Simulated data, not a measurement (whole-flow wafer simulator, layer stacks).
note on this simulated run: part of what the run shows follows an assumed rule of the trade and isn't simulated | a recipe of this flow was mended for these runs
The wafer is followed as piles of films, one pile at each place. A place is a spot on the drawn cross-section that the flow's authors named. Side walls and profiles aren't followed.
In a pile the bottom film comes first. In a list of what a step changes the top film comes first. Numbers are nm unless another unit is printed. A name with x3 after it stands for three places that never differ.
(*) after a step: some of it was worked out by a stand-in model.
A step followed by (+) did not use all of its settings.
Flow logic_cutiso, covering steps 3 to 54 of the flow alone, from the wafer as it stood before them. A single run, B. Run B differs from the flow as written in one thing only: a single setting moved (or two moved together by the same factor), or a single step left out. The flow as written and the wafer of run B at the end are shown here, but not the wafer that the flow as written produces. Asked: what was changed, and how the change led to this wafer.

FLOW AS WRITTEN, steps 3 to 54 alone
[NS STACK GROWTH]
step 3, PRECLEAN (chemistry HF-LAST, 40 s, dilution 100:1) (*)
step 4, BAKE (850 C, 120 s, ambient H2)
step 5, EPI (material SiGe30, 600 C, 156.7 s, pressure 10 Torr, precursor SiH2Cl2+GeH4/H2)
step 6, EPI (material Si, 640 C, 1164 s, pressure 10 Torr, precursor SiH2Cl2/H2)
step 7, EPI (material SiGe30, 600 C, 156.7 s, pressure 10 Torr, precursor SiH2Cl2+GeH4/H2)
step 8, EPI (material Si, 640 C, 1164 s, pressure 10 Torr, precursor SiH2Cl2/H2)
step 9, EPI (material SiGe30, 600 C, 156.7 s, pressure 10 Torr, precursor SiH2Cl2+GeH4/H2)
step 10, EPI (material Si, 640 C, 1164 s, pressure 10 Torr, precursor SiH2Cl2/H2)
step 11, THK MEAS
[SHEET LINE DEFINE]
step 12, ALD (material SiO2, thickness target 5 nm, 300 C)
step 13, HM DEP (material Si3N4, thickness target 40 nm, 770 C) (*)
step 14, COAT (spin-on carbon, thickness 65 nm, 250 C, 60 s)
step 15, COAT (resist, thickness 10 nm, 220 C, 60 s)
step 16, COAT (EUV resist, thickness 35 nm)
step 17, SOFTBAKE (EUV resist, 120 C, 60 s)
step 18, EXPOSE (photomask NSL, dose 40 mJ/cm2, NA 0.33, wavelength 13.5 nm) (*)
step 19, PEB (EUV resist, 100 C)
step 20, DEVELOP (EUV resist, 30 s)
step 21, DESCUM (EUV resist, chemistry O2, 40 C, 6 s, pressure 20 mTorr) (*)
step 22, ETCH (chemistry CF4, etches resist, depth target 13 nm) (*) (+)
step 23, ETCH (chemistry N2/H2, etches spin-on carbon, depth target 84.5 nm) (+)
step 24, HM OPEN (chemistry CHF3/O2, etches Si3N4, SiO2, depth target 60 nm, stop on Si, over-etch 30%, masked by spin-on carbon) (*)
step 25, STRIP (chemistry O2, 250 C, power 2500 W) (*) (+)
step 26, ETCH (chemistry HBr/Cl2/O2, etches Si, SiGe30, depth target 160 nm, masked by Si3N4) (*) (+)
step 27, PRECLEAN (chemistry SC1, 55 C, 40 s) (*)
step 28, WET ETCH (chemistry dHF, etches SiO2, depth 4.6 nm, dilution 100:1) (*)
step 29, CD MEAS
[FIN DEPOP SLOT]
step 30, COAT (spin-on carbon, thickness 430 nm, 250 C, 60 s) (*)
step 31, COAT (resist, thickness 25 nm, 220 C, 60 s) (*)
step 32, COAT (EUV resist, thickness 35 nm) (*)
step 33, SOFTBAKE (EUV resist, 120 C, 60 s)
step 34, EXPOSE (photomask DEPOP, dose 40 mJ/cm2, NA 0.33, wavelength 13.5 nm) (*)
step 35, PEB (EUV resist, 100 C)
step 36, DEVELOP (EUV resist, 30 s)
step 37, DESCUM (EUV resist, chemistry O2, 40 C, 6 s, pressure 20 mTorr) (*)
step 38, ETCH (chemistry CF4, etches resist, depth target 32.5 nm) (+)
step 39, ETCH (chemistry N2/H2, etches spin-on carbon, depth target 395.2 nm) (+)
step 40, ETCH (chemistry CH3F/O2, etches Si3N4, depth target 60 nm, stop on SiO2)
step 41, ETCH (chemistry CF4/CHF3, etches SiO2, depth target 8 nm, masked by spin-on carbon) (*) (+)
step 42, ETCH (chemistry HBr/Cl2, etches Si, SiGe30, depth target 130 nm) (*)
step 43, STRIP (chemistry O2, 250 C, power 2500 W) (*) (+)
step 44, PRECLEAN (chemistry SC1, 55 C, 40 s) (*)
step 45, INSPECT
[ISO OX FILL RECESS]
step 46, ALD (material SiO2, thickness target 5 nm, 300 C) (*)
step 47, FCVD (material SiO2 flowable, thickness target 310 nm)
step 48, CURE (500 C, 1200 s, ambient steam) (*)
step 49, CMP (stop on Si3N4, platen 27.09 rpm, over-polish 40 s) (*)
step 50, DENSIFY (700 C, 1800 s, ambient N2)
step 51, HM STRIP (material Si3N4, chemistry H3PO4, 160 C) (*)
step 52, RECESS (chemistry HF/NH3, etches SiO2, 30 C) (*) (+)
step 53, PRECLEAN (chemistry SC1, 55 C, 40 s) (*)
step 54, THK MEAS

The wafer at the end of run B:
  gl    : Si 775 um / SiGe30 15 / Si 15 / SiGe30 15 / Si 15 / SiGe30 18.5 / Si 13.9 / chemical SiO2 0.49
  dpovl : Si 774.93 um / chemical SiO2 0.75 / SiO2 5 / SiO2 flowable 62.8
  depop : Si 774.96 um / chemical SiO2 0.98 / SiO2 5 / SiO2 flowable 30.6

Cause: step 9, EPI: 612 C was run, while the flow as written has 600 C.

Step by step, how the change led to this:
  step 9, EPI (material SiGe30, 600 C, 156.7 s, pressure 10 Torr, precursor SiH2Cl2+GeH4/H2)
      depop, dpovl, gfld and 19 more: SiGe30 gains 18.5 (new film) (as written it would have been: SiGe30 gains 15 (new film))
  step 26, ETCH (chemistry HBr/Cl2/O2, etches Si, SiGe30, depth target 160 nm, masked by Si3N4) (*) (+)
      dpovl, gfld, gxf, iso, isow, lnri, nsgap: chemical SiO2 loses 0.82 (all of it), Si loses 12 (all of it), SiGe30 loses 18.5 (all of it), Si loses 15 (all of it), SiGe30 loses 15 (all of it), Si loses 15 (all of it), SiGe30 loses 15 (all of it), Si loses 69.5 (as written it would have been: chemical SiO2 loses 0.82 (all of it), Si loses 12 (all of it), SiGe30 loses 15 (all of it), Si loses 15 (all of it), SiGe30 loses 15 (all of it), Si loses 15 (all of it), SiGe30 loses 15 (all of it), Si loses 73)
  step 42, ETCH (chemistry HBr/Cl2, etches Si, SiGe30, depth target 130 nm) (*)
      depop: Si loses 13.8 (all of it), SiGe30 loses 18.5 (all of it), Si loses 15 (all of it), SiGe30 loses 15 (all of it), Si loses 15 (all of it), SiGe30 loses 15 (all of it), Si loses 37.7 (as written it would have been: Si loses 13.8 (all of it), SiGe30 loses 15 (all of it), Si loses 15 (all of it), SiGe30 loses 15 (all of it), Si loses 15 (all of it), SiGe30 loses 15 (all of it), Si loses 41.2)
